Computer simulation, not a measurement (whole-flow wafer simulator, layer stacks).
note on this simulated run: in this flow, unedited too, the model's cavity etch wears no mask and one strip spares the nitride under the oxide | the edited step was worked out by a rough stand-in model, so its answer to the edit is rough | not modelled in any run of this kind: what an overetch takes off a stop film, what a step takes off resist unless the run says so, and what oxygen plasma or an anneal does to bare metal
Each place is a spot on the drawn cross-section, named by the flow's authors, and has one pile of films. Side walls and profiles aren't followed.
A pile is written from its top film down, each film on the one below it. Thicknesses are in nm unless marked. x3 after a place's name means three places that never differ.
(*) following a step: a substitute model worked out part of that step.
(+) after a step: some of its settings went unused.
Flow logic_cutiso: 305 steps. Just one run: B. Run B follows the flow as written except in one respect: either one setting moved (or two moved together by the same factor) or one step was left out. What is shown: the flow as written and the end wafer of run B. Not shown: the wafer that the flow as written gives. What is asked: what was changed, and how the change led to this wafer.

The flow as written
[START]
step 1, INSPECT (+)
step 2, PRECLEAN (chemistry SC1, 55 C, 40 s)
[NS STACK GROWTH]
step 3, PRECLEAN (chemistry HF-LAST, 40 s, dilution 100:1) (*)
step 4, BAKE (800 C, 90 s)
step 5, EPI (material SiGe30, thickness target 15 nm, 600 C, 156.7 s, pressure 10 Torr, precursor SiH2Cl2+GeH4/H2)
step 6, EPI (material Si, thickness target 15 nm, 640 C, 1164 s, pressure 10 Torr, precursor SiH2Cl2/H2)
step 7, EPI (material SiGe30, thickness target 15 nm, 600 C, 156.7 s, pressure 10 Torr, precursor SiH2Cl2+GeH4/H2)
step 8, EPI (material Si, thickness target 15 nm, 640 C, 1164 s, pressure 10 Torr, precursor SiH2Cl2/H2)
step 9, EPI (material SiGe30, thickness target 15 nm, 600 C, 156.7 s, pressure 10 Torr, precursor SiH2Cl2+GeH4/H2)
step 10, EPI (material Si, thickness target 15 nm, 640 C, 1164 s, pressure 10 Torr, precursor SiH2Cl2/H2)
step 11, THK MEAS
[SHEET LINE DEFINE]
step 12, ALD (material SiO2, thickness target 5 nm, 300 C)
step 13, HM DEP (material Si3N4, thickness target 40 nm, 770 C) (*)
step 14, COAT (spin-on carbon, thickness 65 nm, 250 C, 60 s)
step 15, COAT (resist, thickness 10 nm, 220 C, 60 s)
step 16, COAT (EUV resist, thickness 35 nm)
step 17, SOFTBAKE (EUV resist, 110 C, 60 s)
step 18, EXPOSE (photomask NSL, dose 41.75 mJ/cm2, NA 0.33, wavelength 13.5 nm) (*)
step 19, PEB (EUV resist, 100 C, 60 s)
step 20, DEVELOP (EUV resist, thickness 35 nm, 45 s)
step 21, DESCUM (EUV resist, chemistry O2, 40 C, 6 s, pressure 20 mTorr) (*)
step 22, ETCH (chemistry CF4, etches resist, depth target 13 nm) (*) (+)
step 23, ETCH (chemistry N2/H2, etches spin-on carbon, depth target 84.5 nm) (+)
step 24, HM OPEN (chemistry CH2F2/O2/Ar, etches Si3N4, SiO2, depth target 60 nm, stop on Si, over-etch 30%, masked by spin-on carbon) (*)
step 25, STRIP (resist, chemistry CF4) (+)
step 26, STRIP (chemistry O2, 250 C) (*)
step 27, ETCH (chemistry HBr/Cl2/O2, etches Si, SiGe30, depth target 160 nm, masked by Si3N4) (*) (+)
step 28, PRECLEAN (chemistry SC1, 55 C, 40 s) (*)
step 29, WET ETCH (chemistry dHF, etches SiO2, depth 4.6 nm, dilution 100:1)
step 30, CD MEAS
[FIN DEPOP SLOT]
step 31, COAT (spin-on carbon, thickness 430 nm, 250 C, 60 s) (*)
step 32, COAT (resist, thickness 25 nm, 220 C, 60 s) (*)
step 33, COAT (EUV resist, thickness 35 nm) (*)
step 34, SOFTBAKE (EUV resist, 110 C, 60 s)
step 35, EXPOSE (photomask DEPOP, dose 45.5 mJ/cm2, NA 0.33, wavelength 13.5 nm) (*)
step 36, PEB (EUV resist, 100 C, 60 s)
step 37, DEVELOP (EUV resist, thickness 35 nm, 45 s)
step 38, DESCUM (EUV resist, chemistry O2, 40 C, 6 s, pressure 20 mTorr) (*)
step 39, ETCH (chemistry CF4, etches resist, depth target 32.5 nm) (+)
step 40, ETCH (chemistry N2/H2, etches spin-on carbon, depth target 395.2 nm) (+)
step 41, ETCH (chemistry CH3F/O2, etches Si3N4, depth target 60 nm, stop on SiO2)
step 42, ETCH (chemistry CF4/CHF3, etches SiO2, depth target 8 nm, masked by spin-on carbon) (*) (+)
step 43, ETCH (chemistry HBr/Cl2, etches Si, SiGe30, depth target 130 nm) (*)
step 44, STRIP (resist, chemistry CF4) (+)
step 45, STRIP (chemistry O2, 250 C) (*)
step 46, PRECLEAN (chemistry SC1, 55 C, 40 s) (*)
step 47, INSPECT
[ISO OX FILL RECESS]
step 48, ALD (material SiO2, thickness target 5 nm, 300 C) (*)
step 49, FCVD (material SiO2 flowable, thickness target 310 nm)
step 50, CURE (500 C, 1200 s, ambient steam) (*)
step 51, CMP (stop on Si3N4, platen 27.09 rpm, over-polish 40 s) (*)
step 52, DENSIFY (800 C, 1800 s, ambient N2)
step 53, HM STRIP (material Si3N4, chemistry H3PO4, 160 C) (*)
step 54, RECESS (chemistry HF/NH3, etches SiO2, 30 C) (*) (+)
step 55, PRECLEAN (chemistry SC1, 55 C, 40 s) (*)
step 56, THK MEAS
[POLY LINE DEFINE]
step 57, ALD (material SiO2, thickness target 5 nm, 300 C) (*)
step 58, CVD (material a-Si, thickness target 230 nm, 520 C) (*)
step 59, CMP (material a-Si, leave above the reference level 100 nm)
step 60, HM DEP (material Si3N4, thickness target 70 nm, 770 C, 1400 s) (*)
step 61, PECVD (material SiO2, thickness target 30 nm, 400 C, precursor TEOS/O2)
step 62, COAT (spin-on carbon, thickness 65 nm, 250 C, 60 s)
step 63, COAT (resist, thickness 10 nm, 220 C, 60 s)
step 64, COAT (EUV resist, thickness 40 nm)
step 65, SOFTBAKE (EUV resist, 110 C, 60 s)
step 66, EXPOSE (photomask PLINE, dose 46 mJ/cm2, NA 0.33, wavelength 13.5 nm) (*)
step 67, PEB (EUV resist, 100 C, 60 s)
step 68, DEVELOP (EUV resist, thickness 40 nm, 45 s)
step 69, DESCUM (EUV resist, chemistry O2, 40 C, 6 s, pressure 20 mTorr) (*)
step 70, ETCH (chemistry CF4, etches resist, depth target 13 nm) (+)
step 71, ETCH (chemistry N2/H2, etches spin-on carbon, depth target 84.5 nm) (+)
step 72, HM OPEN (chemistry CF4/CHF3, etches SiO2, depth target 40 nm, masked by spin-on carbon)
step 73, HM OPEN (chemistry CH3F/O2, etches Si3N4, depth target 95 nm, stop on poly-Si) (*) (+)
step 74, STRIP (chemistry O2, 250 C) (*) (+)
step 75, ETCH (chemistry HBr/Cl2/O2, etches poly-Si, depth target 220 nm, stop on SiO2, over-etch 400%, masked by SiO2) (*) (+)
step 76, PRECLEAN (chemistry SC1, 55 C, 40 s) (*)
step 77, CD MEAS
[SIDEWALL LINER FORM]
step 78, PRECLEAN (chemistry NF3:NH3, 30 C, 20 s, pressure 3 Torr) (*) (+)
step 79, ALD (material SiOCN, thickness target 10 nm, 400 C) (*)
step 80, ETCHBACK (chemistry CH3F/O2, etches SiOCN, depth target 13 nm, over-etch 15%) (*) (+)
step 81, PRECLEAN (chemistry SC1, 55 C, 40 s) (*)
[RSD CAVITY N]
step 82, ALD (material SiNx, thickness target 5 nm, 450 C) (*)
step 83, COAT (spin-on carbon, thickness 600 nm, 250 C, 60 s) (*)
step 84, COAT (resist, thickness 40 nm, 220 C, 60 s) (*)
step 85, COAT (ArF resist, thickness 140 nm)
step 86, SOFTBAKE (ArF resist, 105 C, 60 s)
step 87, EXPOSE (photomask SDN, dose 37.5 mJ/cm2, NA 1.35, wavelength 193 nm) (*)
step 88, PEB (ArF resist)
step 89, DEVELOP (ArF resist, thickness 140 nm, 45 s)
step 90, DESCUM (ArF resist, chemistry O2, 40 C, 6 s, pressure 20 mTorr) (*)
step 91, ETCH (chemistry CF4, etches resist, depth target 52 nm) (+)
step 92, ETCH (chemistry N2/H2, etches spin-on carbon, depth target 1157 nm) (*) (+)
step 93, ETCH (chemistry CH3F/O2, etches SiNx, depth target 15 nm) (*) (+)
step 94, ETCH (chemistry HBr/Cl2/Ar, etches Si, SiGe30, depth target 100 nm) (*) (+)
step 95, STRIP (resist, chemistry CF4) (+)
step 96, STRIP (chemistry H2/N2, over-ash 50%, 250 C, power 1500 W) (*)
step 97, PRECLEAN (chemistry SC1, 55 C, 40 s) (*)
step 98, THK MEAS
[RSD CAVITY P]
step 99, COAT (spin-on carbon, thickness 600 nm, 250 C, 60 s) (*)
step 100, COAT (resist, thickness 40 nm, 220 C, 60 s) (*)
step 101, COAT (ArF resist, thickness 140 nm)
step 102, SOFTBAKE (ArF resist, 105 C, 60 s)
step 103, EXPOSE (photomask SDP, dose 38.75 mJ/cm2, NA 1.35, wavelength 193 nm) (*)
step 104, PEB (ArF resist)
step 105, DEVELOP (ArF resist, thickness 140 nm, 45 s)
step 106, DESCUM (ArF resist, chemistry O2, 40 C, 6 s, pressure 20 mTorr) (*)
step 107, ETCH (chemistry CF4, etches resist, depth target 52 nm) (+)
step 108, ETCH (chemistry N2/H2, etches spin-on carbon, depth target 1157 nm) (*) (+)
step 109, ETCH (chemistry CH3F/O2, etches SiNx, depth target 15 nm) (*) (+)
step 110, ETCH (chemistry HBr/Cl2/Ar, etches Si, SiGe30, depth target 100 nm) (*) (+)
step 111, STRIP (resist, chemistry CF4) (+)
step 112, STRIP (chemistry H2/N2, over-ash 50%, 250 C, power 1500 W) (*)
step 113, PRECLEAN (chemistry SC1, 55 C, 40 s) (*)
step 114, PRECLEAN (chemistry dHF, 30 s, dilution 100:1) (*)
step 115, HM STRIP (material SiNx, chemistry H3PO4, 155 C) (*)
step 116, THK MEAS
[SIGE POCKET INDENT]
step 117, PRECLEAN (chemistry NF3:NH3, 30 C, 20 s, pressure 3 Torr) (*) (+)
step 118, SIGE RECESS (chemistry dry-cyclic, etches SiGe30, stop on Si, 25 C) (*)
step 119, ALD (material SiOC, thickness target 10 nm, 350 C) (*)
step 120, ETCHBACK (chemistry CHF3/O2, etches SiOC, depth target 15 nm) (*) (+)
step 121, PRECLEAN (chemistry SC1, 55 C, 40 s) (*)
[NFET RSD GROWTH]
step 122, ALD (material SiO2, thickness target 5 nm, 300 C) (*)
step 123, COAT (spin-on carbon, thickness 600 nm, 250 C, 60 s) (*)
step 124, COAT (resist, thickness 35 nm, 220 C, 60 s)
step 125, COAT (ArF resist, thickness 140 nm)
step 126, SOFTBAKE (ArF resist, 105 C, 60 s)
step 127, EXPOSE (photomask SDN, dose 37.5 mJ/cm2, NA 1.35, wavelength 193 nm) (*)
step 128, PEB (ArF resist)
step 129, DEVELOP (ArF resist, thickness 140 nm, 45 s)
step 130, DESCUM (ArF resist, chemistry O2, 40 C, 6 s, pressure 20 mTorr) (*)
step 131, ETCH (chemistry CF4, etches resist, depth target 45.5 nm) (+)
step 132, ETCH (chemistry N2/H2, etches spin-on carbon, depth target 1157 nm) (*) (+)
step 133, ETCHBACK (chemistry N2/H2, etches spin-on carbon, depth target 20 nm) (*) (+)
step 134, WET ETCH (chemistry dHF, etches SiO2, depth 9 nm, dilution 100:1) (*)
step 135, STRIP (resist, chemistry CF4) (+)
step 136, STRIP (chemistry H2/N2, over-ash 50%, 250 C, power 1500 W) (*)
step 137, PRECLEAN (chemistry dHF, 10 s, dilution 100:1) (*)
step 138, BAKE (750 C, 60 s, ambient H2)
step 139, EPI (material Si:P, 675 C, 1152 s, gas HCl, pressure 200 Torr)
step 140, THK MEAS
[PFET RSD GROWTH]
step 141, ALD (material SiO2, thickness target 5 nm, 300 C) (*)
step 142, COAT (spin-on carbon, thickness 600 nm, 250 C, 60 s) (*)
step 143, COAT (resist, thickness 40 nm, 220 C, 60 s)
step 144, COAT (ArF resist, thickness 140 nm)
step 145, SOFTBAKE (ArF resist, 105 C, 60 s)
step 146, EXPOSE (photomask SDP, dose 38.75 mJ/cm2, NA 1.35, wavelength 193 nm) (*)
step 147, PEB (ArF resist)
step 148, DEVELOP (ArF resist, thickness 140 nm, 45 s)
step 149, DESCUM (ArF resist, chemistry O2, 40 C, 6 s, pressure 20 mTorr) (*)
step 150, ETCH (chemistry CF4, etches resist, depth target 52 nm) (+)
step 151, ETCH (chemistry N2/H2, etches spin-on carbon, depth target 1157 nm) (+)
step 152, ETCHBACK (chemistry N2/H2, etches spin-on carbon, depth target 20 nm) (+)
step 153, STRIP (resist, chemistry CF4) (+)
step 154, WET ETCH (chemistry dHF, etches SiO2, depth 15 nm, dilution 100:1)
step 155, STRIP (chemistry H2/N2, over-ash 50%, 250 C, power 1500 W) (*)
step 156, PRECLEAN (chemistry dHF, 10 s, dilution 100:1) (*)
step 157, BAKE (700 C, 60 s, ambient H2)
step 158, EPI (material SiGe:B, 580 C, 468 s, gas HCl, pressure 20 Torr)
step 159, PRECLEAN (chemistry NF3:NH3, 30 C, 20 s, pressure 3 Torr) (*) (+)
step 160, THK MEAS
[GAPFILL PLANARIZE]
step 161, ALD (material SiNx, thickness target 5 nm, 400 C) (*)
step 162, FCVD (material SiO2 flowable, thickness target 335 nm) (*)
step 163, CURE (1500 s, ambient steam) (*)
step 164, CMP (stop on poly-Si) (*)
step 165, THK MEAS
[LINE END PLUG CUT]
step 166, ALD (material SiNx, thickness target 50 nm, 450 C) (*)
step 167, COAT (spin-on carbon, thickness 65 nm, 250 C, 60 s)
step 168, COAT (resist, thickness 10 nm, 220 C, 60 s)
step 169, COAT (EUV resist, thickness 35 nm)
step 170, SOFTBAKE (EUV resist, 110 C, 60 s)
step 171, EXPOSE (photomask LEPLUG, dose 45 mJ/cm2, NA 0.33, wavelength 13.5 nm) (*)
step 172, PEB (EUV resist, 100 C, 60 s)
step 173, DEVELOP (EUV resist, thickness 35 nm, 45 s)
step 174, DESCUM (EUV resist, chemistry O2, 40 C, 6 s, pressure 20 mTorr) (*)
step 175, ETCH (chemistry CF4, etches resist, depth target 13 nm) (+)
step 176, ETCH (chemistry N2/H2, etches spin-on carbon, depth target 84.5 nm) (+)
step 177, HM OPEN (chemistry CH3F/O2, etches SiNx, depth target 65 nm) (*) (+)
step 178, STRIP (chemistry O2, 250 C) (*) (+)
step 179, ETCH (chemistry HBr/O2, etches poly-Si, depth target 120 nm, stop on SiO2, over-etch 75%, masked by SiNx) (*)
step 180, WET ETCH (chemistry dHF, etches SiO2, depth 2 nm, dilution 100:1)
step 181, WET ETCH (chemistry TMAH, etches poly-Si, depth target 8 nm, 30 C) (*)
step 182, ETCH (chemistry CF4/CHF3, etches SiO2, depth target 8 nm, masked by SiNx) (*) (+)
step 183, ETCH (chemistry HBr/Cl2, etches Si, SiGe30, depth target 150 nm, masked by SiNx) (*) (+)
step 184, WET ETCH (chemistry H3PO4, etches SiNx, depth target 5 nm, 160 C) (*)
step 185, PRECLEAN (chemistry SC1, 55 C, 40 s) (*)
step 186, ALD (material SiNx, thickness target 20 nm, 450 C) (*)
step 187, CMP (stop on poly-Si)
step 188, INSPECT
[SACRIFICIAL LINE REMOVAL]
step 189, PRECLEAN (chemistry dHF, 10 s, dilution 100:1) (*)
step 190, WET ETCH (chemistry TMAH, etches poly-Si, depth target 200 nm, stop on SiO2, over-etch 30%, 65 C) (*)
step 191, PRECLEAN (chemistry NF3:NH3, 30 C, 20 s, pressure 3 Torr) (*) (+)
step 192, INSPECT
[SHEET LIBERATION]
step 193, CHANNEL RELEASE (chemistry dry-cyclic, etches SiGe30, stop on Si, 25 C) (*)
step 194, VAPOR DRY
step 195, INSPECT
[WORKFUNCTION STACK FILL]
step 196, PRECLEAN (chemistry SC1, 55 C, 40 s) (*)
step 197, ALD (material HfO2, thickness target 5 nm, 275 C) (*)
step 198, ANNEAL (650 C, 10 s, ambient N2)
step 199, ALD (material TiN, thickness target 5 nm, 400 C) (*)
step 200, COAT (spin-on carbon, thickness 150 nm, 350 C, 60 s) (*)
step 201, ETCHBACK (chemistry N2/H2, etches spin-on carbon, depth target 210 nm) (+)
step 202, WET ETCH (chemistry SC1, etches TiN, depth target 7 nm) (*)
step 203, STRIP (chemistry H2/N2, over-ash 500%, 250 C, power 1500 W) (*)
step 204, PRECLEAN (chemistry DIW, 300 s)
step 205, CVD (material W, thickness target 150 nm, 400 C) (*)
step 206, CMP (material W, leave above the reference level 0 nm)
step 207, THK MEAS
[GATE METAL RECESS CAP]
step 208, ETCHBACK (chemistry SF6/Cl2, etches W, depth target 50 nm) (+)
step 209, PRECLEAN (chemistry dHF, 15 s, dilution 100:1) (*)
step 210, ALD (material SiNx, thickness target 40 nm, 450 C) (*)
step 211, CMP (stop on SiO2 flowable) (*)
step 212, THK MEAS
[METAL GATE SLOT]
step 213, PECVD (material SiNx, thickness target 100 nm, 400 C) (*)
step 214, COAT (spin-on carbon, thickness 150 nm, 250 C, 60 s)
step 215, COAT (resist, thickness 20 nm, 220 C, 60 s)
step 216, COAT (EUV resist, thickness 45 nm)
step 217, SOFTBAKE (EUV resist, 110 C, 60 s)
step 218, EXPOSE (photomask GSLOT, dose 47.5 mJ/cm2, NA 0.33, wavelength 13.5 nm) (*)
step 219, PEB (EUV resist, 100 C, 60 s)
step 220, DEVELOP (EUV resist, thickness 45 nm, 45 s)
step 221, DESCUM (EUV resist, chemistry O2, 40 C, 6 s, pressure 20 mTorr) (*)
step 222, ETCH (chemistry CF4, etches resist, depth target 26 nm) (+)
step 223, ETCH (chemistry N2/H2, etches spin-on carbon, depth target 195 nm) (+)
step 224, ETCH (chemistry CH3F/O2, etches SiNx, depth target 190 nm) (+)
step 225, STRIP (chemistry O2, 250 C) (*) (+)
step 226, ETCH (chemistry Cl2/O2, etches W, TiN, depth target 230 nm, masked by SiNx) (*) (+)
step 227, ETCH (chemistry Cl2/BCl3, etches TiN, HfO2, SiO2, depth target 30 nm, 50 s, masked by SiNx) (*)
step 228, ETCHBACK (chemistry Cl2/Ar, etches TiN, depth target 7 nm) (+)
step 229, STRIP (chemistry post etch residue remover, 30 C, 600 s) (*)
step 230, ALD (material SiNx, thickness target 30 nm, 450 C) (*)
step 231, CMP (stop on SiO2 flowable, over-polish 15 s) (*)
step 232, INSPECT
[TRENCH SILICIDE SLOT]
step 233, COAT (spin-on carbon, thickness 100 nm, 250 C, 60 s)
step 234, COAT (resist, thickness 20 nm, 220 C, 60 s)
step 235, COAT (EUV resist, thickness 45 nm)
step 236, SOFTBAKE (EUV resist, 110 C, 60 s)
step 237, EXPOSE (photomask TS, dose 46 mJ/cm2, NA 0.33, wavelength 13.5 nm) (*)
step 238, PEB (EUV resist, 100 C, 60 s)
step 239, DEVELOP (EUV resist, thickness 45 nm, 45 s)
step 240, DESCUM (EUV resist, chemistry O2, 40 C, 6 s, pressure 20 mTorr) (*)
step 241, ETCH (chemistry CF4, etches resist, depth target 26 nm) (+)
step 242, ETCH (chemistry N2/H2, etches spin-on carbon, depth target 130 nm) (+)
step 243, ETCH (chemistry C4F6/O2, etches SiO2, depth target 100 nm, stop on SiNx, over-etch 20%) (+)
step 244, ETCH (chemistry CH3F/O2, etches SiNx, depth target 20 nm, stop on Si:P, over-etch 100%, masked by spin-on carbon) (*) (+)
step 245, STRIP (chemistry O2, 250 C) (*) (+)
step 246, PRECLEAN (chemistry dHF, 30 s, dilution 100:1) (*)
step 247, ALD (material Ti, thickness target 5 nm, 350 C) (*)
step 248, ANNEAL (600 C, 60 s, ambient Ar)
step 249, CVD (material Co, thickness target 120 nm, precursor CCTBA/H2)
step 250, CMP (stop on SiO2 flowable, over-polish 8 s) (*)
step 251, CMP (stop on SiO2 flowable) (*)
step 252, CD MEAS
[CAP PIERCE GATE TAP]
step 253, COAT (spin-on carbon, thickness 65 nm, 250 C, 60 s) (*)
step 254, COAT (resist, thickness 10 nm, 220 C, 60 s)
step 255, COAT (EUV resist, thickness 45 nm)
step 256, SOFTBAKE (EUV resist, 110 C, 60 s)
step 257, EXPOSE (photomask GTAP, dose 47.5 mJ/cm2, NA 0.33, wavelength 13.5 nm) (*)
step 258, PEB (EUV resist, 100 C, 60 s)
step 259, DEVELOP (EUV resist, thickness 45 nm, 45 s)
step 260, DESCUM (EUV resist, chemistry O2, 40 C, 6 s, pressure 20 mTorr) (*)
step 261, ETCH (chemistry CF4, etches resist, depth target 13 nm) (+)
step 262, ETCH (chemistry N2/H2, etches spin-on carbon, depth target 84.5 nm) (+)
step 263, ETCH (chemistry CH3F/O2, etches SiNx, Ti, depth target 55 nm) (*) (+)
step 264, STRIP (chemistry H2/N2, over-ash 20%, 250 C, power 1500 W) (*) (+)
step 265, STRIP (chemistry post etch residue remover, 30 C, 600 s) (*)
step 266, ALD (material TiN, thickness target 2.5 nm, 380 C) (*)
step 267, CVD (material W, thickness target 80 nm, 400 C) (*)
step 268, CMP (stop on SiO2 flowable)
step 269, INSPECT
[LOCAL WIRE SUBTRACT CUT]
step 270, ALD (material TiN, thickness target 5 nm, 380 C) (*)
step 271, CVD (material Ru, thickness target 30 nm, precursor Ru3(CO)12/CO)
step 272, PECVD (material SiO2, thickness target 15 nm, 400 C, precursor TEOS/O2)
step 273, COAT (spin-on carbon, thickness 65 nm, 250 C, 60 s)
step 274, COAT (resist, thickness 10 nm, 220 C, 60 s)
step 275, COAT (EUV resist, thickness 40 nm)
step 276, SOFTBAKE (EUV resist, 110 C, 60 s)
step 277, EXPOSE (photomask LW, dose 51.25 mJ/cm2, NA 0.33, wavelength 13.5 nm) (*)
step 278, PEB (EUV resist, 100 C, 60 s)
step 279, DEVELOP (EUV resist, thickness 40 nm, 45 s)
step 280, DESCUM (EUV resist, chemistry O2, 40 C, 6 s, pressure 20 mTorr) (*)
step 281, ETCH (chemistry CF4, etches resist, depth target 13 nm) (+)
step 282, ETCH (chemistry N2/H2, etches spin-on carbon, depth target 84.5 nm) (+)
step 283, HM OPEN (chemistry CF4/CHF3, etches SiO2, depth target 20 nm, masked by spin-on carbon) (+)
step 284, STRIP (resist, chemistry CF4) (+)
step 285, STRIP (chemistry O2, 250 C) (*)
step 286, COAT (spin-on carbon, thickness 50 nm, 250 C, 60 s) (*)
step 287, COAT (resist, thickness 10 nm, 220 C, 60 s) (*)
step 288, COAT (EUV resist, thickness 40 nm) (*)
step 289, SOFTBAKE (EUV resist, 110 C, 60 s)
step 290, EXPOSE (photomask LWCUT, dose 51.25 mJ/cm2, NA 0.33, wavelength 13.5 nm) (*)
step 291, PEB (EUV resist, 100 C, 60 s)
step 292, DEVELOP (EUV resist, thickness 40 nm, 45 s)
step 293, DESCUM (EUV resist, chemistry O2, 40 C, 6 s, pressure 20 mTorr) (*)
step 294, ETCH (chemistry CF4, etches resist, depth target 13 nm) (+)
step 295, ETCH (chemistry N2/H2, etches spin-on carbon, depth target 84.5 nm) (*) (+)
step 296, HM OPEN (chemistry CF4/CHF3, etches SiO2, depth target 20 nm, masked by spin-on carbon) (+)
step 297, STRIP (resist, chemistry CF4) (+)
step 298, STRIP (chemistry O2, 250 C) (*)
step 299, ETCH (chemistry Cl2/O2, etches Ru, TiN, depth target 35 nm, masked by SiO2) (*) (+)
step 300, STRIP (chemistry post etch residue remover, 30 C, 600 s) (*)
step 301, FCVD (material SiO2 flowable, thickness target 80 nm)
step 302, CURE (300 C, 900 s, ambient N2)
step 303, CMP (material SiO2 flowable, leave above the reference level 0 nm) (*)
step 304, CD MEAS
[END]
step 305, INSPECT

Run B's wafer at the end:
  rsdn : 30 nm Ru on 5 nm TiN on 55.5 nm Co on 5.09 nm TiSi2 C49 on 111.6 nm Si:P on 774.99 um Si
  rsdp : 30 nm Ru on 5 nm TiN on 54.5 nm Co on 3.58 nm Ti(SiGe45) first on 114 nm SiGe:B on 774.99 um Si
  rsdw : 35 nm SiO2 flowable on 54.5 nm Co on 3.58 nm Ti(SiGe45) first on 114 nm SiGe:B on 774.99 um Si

What caused this: step 247, ALD: thickness target 2 nm was run, while the flow as written has thickness target 5 nm.

How this came from the change, step by step:
  step 247, ALD (material Ti, thickness target 5 nm, 350 C) (*)
      depop, dpovl, gfld and 19 more: +2 Ti (new film) (in the flow as written it would be: +5 Ti (new film))
  step 248, ANNEAL (600 C, 60 s, ambient Ar)
      rsdp, rsdw: +3.58 Ti(SiGe45) first (new film), -2 Ti (all of it), -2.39 SiGe:B (in the flow as written it would be: +8.95 Ti(SiGe45) first (new film), -5 Ti (all of it), -5.98 SiGe:B)
      rsdn: +5.09 TiSi2 C49 (new film), -2 Ti (all of it), -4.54 Si:P (in the flow as written it would be: +12.7 TiSi2 C49 (new film), -5 Ti (all of it), -11.3 Si:P)
  step 250, CMP (stop on SiO2 flowable, over-polish 8 s) (*)
      rsdx: -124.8 Co (in the flow as written it would be: -127.9 Co (all of it))
      gl, glp, gxf, gxn, gxp, tap: -120.3 Co (all of it), -2 Ti (all of it), -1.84 SiNx (in the flow as written it would be: -120.3 Co (all of it), -5 Ti (all of it), -1.84 SiNx)
      (also at 15 further places)
  step 251, CMP (stop on SiO2 flowable) (*)
      rsdx: -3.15 Co (all of it), -2 Ti (all of it) (in the flow as written it would be: -5 Ti (all of it))
      iso: -4.22 Co (all of it), -1.34 Ti (in the flow as written it would be: -1.22 Co (all of it), -4.34 Ti)
